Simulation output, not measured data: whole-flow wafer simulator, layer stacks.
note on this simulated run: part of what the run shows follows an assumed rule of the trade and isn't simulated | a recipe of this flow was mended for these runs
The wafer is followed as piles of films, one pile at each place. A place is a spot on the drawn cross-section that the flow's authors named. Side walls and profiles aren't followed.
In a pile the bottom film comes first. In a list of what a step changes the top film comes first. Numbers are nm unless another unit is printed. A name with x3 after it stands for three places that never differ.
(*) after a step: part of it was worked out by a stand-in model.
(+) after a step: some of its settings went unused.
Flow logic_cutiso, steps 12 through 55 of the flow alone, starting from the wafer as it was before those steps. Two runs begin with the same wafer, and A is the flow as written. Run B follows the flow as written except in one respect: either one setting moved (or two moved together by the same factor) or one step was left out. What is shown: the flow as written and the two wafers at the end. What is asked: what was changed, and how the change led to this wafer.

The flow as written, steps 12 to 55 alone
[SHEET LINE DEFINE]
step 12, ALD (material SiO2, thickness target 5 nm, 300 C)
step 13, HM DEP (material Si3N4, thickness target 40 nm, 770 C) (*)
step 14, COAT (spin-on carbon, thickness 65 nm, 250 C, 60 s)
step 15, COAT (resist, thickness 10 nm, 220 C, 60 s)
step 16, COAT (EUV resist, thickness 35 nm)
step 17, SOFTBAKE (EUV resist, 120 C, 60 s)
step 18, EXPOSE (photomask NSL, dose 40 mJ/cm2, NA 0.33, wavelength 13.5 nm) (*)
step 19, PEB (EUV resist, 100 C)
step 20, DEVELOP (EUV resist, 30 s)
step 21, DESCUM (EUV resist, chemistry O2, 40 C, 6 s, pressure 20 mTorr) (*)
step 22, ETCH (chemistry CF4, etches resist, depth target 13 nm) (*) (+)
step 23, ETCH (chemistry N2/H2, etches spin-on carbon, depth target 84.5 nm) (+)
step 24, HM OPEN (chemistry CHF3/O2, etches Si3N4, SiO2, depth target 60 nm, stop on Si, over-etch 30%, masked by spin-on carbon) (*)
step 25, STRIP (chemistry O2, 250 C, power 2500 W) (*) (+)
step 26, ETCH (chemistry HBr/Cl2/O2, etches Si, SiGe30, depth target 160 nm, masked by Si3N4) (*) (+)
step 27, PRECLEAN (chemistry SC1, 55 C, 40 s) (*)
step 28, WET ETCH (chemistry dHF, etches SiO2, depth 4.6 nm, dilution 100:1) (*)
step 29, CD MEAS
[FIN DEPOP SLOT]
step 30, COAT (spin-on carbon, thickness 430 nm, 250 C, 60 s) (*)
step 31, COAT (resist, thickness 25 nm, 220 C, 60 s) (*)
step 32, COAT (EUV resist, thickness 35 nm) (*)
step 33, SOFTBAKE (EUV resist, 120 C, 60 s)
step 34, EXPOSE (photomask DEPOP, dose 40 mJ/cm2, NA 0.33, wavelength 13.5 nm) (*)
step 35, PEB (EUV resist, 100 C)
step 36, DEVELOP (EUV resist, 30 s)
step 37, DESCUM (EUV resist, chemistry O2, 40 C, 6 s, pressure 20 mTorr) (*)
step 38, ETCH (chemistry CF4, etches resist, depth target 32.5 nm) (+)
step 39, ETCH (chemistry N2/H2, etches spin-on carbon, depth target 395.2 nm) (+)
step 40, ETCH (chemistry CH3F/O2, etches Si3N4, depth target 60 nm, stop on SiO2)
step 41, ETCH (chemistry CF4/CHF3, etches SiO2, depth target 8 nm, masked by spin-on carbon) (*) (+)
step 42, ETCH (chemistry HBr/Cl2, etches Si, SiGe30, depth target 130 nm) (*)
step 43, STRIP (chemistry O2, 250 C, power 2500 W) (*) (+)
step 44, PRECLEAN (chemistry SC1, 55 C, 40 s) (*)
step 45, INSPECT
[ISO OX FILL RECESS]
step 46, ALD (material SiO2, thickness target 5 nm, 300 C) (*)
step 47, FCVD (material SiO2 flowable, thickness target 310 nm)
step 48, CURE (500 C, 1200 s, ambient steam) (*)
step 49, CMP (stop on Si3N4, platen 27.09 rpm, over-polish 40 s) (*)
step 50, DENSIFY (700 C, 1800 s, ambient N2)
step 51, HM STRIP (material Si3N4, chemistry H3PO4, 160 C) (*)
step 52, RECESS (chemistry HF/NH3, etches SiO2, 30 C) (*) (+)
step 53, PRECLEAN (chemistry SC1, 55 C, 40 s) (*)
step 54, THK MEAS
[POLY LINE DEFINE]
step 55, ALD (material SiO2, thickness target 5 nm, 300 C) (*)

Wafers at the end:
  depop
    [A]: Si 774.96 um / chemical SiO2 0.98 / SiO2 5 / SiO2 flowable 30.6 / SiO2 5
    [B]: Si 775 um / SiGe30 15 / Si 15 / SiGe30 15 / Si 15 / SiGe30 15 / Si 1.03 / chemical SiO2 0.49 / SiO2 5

The reason: step 41, ETCH: depth target 4.3 nm was run, though the flow has depth target 8 nm.

Step by step, how the change led to this:
  step 41, ETCH (chemistry CF4/CHF3, etches SiO2, depth target 8 nm, masked by spin-on carbon) (*) (+)
      depop: A SiO2 loses 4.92 (all of it), Si loses 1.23 | B SiO2 loses 4.3
      gfld: A resist loses 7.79 (all of it), spin-on carbon loses 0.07 | B resist loses 4.3
      (as well as at 20 more places)
  step 42, ETCH (chemistry HBr/Cl2, etches Si, SiGe30, depth target 130 nm) (*)
      depop: A Si loses 13.8 (all of it), SiGe30 loses 15 (all of it), Si loses 15 (all of it), SiGe30 loses 15 (all of it), Si loses 15 (all of it), SiGe30 loses 15 (all of it), Si loses 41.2 | B SiO2 loses 0.62 (all of it), Si loses 12.4
      gfld: A spin-on carbon loses 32 | B resist loses 3.49 (all of it), spin-on carbon loses 27.1
      (as well as at 19 more places)
  step 47, FCVD (material SiO2 flowable, thickness target 310 nm)
      dpovl, isow, nsgap: A SiO2 flowable gains 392 (new film) | B SiO2 flowable gains 404.4 (new film)
      depop: A SiO2 flowable gains 359.8 (new film) | B SiO2 flowable gains 253.3 (new film)
      (as well as at 1 more place)
  step 49, CMP (stop on Si3N4, platen 27.09 rpm, over-polish 40 s) (*)
      isow, nsgap: A SiO2 flowable loses 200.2 | B SiO2 flowable loses 212.4
      depop: A SiO2 flowable loses 200.4 | B SiO2 flowable loses 212.6
      (as well as at 2 more places)
  step 52, RECESS (chemistry HF/NH3, etches SiO2, 30 C) (*) (+)
      depop: A SiO2 flowable loses 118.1 | B SiO2 flowable loses 30.3 (all of it), SiO2 loses 5 (all of it), chemical SiO2 loses 0.98 (all of it)
  step 53, PRECLEAN (chemistry SC1, 55 C, 40 s) (*)
      depop: A SiO2 flowable loses 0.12 | B chemical SiO2 gains 0.49 (new film), Si loses 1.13
